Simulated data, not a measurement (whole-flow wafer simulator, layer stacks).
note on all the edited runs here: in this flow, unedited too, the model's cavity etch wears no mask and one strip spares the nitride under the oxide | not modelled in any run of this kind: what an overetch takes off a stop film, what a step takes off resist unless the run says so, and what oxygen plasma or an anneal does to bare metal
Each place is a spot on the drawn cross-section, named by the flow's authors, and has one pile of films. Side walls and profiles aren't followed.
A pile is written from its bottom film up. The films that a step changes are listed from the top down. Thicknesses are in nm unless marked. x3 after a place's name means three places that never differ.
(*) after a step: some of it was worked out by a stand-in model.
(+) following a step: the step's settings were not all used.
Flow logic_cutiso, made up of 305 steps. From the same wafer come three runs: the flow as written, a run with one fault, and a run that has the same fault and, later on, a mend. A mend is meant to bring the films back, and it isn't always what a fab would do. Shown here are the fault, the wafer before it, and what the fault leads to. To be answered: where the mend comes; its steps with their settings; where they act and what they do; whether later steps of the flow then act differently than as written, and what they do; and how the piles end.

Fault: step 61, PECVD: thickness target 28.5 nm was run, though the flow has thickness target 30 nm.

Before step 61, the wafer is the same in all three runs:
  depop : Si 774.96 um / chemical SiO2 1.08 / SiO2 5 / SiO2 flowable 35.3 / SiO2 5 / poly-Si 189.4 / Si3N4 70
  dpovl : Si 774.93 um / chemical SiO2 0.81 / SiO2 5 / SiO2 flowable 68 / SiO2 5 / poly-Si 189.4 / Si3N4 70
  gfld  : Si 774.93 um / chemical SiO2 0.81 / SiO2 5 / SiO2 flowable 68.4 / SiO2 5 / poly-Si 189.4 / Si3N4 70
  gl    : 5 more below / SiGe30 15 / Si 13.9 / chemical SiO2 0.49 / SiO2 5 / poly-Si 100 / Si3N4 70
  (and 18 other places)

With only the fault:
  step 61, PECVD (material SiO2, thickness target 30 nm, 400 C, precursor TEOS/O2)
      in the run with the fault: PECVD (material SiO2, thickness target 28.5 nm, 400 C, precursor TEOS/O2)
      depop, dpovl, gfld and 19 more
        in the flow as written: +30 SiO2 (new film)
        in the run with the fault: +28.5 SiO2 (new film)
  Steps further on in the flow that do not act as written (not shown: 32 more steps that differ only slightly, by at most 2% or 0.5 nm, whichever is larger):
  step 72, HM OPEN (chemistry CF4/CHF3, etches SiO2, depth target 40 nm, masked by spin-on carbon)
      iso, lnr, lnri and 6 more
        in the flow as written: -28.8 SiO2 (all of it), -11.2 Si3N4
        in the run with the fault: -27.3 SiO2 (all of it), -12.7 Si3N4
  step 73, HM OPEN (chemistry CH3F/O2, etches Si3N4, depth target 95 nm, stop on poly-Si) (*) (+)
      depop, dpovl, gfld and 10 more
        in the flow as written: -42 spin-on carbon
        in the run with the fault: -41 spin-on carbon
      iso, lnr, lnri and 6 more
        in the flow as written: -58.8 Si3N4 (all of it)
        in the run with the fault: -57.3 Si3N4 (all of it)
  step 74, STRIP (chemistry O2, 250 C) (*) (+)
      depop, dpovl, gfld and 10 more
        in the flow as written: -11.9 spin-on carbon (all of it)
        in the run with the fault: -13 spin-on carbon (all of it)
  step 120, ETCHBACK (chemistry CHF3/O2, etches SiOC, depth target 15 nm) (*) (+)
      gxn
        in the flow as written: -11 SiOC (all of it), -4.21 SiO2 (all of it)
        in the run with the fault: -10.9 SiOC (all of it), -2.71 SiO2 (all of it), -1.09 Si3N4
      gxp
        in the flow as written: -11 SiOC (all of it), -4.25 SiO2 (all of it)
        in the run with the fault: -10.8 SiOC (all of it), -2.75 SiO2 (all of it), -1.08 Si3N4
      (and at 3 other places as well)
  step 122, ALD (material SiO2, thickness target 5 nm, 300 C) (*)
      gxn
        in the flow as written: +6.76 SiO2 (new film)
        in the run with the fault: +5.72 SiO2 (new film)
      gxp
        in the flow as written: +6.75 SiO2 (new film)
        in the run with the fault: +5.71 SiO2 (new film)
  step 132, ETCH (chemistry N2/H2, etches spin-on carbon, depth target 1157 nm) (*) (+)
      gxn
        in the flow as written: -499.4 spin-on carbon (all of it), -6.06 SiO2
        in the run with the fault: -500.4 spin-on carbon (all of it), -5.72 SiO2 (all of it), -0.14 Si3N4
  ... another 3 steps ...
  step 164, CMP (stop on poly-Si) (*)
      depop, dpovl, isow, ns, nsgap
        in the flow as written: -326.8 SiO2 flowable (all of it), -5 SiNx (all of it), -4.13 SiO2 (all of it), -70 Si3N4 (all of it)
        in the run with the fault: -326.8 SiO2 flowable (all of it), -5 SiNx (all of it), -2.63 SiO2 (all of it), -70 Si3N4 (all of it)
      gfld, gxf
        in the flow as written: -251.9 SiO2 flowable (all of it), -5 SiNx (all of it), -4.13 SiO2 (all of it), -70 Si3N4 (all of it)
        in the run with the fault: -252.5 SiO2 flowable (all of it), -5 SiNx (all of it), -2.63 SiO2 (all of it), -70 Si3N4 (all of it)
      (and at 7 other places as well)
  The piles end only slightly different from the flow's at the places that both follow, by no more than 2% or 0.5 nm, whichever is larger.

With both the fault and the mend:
  The mend stands after step 61.
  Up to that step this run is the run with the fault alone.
  step 61a, PECVD (material SiO2, thickness target 1.5 nm, 400 C, precursor TEOS/O2) (the flow's step 61 again, with other settings)
      depop, dpovl, gfld and 19 more
        +1.5 SiO2
  Later steps of the flow that are run all act as written at every place that is followed.
  The piles end the same as the flow's at every place that both follow.
